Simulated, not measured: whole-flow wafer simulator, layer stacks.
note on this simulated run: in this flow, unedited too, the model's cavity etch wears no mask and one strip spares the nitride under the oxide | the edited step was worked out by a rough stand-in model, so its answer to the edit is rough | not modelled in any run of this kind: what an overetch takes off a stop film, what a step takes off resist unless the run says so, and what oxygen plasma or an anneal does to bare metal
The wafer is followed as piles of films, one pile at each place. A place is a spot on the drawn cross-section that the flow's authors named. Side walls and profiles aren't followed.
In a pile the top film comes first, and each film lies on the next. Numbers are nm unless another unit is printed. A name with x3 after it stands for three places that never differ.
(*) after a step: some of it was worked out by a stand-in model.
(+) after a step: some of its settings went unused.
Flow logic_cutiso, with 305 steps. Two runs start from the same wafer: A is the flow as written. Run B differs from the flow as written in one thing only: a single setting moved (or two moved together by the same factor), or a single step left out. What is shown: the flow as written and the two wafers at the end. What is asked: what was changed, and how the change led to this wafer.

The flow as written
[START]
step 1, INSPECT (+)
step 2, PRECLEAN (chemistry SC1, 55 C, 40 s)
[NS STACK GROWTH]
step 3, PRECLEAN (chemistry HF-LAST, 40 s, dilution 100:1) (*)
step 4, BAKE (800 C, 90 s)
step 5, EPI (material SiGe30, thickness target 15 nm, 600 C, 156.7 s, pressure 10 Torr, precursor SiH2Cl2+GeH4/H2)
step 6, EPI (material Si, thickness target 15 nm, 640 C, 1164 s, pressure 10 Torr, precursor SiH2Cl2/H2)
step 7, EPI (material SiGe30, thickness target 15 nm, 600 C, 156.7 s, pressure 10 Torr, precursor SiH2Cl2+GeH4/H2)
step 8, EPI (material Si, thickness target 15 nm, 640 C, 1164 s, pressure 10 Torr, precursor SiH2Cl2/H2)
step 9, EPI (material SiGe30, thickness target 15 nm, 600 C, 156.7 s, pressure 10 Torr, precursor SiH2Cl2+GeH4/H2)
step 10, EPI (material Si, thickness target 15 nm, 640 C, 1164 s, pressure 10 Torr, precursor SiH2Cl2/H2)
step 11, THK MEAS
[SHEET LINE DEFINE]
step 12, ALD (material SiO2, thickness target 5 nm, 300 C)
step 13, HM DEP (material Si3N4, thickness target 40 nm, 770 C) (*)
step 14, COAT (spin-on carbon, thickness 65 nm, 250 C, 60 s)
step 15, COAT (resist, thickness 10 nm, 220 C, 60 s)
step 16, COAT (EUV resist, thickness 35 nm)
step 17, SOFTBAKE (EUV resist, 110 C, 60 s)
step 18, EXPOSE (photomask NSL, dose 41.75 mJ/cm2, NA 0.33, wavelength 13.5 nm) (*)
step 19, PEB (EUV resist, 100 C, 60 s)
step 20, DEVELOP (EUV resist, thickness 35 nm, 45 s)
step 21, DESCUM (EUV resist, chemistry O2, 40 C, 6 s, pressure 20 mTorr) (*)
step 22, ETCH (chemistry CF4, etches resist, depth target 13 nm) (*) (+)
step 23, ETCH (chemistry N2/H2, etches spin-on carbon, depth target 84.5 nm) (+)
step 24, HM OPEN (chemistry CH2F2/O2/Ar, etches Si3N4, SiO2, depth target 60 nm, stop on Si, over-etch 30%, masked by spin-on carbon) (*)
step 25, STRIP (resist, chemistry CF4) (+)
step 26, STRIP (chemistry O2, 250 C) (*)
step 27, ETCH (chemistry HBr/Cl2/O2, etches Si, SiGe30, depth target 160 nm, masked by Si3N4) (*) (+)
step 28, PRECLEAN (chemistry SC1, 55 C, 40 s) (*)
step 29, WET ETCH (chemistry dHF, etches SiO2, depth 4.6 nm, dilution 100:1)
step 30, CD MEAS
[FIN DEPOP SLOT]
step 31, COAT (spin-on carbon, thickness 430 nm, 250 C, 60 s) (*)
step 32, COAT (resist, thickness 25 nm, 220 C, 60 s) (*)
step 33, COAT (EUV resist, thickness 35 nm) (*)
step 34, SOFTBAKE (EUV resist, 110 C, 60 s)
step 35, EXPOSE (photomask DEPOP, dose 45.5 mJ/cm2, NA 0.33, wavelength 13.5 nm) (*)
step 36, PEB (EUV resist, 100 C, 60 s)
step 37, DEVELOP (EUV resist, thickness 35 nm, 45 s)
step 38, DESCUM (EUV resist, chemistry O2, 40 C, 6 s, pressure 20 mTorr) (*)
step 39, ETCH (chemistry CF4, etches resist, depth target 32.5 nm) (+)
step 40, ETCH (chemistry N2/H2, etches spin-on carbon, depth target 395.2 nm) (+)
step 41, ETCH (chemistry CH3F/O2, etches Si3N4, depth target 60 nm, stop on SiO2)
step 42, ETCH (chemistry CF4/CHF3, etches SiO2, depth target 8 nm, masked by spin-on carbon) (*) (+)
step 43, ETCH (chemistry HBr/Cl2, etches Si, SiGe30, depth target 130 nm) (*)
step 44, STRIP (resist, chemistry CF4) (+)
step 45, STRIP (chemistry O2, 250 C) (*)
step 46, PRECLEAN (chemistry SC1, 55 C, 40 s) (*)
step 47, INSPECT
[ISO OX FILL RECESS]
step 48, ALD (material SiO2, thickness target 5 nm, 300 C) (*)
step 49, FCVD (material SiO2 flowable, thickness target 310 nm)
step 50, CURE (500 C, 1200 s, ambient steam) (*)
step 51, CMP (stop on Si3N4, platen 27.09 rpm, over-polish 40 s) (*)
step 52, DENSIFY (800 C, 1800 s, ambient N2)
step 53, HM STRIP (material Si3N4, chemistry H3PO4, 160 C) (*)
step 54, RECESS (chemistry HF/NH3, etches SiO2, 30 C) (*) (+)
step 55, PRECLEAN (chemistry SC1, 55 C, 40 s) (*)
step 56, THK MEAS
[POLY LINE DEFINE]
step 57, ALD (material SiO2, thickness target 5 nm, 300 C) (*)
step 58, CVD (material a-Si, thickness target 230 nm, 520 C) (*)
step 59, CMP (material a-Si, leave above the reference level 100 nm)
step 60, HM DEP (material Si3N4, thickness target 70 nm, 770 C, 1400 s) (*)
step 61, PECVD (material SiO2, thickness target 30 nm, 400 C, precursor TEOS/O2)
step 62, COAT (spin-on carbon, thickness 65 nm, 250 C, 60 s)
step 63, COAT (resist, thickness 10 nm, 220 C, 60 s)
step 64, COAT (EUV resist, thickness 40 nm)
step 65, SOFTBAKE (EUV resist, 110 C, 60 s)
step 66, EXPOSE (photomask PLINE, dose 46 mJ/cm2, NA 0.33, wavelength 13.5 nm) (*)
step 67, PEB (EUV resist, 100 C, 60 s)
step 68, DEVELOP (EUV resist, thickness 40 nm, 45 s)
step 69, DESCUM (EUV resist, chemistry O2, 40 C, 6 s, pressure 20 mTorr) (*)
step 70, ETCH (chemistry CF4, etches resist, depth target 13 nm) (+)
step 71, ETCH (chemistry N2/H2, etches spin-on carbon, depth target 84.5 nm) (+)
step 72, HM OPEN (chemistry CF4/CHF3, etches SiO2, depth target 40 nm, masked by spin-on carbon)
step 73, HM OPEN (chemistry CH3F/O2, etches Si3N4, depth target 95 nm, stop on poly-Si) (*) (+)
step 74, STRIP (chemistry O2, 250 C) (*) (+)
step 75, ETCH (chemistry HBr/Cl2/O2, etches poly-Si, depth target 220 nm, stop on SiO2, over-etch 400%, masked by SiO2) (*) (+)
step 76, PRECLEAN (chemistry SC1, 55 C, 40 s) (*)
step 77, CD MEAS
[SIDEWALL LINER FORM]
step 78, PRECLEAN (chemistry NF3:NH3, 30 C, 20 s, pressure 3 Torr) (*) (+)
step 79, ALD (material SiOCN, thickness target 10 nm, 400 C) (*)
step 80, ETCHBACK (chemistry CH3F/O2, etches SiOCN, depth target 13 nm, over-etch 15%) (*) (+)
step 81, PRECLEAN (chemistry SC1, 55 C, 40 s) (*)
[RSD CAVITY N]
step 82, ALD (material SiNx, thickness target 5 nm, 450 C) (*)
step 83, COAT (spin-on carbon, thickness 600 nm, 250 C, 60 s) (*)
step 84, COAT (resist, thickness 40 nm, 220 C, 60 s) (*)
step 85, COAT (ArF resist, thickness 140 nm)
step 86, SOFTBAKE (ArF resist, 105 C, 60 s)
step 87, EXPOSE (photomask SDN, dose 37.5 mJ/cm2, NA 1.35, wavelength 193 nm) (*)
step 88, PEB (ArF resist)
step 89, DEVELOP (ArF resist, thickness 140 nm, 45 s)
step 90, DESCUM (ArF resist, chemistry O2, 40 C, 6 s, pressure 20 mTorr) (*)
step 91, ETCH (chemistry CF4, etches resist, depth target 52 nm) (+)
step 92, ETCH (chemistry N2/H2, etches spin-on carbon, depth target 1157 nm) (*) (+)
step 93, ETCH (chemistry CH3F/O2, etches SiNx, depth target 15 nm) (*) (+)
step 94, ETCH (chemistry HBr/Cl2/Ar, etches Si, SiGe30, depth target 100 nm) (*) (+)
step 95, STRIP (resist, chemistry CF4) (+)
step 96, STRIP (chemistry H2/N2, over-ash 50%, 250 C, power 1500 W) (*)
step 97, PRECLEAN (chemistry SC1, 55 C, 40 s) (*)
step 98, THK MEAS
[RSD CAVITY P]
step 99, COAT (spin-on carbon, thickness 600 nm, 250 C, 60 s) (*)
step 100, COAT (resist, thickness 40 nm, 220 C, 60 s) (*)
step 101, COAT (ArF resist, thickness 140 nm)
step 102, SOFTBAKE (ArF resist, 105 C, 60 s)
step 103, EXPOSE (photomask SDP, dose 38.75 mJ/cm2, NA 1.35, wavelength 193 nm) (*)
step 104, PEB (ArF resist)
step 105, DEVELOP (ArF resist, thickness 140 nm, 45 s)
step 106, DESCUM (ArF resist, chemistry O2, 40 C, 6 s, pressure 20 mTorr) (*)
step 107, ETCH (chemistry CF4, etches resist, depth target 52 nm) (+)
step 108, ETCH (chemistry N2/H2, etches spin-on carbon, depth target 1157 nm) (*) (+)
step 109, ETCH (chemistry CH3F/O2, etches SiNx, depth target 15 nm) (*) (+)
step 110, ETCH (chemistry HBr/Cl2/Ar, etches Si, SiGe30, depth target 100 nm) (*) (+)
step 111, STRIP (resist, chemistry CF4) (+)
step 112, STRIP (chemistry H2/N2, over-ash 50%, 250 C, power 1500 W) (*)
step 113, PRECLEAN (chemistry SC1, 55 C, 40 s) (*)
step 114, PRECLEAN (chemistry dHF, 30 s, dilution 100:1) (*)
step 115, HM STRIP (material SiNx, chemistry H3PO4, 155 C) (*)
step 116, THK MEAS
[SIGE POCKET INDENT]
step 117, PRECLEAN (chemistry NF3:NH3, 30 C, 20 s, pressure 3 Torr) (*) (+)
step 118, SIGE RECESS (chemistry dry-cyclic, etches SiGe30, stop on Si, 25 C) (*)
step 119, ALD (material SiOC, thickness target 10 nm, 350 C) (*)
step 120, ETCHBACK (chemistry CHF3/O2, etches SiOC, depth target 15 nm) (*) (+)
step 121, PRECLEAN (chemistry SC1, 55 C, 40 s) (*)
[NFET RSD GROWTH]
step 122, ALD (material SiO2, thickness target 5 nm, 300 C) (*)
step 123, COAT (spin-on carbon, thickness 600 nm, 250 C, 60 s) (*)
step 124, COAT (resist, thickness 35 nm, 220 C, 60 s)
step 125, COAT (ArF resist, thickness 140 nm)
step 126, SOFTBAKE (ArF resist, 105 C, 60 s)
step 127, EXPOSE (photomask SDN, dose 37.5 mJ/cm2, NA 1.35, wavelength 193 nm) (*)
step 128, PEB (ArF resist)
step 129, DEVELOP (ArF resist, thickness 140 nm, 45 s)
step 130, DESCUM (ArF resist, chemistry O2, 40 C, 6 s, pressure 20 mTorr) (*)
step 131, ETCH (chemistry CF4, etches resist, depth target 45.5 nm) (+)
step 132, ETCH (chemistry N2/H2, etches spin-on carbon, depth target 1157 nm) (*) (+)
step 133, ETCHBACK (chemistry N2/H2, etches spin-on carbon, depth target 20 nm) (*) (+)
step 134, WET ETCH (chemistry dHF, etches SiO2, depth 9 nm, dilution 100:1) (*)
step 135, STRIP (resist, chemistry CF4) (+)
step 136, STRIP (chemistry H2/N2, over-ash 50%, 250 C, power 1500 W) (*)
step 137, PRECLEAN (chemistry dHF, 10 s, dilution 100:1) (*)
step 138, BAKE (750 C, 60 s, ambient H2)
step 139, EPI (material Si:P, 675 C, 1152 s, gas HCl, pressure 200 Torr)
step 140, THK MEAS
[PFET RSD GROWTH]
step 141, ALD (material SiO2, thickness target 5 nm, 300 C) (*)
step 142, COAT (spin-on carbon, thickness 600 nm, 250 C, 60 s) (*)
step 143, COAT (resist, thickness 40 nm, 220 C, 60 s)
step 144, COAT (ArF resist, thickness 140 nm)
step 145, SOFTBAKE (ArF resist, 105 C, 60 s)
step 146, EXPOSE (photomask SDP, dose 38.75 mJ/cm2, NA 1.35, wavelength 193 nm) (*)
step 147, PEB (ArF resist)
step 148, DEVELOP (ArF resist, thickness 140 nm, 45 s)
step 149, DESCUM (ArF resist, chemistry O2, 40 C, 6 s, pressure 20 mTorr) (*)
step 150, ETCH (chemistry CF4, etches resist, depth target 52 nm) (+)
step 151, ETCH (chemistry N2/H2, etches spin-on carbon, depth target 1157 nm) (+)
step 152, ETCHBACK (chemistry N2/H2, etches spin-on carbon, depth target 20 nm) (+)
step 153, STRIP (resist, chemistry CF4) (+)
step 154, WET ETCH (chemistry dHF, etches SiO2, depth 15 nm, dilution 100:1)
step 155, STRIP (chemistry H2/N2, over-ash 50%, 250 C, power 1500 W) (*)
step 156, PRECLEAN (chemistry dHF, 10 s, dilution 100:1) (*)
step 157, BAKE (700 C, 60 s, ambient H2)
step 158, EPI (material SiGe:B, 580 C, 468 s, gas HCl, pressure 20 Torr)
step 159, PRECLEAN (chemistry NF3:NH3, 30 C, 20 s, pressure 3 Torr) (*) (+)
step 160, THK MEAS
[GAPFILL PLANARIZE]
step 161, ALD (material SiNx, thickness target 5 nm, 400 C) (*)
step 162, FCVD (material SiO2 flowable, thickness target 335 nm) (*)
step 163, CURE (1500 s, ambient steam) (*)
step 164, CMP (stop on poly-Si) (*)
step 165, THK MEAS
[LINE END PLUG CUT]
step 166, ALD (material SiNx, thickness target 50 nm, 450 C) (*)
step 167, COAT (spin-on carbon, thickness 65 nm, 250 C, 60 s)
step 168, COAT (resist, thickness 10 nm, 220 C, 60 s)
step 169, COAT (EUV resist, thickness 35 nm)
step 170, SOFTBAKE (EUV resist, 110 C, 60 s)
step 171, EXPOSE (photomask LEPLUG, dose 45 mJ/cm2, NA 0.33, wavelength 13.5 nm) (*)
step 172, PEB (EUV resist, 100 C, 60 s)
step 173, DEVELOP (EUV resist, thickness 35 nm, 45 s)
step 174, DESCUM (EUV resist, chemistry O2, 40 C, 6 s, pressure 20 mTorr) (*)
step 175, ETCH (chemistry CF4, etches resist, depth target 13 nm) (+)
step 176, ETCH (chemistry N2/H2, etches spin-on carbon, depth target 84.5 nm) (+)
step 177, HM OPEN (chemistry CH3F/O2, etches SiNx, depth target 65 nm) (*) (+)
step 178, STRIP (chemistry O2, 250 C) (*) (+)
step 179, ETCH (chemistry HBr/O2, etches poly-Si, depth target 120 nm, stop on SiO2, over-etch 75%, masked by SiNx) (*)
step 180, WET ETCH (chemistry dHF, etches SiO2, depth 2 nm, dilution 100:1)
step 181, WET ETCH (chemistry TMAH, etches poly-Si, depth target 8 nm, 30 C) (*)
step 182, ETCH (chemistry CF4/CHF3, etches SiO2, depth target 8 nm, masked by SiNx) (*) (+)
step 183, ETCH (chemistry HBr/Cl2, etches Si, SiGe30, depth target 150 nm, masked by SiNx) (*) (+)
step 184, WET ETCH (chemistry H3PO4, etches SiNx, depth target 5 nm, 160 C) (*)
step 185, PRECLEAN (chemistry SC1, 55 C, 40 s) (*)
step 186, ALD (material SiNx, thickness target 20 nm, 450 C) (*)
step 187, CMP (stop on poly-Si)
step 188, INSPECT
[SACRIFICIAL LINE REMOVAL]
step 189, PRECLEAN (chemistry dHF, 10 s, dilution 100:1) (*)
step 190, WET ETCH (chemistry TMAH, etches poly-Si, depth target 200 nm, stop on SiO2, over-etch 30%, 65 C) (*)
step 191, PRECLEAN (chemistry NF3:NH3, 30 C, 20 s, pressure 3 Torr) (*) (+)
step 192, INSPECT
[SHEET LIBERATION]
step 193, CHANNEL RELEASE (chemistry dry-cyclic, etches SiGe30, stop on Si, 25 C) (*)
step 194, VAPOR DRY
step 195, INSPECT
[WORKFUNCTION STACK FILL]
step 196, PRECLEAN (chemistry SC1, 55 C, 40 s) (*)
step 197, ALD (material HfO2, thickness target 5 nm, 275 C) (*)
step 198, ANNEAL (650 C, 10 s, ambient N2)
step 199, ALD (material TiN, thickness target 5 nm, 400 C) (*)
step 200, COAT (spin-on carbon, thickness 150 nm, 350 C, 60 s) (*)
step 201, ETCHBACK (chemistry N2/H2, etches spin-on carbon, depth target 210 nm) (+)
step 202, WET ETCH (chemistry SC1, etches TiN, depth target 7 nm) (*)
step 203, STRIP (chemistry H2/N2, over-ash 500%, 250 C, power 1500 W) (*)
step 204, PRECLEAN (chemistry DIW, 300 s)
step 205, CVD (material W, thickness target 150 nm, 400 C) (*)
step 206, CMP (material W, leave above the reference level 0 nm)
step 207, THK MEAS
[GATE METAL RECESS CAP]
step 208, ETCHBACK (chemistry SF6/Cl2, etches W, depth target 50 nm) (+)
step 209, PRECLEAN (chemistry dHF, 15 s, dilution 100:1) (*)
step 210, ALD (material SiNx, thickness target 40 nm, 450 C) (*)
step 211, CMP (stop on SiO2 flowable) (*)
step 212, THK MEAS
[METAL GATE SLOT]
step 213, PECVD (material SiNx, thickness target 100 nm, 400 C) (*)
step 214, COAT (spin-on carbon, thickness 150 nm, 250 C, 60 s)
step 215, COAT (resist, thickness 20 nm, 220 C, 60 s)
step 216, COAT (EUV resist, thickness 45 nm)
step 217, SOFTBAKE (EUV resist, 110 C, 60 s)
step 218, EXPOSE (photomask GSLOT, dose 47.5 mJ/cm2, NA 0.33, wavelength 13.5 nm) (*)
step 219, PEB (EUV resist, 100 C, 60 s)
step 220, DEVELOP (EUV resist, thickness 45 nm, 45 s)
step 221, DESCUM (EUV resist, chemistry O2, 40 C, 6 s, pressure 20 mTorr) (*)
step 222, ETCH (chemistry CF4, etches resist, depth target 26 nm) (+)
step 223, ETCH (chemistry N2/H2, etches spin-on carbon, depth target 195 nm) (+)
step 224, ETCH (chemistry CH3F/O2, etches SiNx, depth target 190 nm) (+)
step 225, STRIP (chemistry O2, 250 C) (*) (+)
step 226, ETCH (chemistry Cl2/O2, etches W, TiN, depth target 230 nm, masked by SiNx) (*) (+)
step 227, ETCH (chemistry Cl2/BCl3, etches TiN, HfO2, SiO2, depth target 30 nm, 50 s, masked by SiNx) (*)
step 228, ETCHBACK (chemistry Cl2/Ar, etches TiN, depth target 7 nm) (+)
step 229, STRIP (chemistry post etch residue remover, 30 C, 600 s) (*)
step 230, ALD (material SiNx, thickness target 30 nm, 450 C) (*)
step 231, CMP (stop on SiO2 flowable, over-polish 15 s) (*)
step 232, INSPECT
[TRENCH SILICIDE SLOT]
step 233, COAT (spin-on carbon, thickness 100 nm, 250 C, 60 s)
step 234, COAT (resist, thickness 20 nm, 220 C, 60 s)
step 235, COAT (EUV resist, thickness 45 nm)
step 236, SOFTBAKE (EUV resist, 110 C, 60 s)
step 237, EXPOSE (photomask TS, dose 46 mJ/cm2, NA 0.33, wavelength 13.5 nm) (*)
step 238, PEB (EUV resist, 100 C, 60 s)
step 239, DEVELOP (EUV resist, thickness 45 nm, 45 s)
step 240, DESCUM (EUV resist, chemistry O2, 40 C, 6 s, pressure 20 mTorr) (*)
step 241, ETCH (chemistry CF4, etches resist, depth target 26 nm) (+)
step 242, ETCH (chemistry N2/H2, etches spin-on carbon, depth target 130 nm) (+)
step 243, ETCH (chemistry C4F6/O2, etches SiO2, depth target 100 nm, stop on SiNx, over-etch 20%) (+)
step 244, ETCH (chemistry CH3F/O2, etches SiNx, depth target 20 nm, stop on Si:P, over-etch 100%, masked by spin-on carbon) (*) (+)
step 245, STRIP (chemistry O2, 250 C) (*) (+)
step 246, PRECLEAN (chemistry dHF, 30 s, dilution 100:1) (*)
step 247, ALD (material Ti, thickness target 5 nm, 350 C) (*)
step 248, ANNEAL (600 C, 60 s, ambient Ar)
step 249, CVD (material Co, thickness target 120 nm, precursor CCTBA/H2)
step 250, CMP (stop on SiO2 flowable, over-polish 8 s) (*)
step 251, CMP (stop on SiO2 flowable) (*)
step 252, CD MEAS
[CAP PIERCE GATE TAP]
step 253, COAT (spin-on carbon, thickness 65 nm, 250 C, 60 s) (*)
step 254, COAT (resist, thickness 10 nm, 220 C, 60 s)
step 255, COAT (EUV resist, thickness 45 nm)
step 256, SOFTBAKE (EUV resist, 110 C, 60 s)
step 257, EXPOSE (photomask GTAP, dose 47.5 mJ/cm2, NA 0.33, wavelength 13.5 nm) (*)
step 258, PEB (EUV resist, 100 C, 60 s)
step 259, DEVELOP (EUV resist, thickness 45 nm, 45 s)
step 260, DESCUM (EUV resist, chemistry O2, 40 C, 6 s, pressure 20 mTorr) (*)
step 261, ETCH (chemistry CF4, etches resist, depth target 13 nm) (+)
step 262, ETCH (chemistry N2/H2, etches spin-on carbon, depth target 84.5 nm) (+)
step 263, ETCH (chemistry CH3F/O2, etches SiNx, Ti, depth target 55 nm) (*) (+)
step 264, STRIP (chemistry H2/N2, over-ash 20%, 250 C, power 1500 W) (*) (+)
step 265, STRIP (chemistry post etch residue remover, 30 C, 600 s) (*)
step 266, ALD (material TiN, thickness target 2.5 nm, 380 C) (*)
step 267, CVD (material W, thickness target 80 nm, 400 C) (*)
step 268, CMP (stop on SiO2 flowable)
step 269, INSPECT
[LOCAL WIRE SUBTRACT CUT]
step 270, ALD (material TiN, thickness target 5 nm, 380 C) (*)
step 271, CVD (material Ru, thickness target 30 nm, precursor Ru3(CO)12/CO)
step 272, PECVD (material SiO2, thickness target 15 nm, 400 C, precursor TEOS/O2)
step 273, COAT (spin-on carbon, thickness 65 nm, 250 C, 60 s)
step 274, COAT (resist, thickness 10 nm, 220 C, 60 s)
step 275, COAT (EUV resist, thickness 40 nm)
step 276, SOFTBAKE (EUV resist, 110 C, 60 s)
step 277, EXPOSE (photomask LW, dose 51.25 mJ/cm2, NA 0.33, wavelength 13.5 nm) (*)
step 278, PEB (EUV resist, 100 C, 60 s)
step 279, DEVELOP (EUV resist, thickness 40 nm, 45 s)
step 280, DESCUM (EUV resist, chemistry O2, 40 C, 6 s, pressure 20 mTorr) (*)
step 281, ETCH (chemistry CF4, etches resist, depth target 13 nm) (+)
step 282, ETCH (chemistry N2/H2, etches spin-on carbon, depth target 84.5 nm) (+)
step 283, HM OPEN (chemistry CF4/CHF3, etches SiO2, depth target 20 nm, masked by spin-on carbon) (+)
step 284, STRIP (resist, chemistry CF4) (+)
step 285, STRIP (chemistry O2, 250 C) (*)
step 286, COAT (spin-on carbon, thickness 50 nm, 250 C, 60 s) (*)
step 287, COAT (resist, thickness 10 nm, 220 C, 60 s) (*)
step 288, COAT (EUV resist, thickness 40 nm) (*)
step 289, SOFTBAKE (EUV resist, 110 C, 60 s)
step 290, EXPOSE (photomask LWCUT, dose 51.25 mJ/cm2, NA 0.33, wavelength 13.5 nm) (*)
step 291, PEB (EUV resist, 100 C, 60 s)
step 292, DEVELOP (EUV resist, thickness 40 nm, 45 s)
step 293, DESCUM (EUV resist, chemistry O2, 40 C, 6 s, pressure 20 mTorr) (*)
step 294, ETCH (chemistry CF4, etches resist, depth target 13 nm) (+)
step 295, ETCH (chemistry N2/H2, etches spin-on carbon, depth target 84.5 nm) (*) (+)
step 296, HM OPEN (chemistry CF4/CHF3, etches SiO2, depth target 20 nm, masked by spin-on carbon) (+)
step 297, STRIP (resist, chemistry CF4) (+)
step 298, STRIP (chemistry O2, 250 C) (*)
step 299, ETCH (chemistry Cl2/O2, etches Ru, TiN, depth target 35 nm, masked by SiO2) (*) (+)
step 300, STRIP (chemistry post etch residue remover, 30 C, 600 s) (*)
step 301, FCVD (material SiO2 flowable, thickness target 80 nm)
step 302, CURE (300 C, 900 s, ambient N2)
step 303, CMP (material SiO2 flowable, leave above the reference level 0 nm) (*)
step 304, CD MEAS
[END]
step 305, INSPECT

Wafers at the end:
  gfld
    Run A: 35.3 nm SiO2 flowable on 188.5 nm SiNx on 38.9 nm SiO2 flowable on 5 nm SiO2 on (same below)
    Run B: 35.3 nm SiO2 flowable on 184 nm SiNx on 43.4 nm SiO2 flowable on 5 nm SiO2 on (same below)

Cause: step 227, ETCH: depth target 25.5 nm was run, while the flow as written has depth target 30 nm.

The path from the change to this, step by step:
  step 227, ETCH (chemistry Cl2/BCl3, etches TiN, HfO2, SiO2, depth target 30 nm, 50 s, masked by SiNx) (*)
      gfld: A HfO2 loses 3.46 (all of it), SiO2 flowable loses 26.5 | B HfO2 loses 3.46 (all of it), SiO2 flowable loses 22
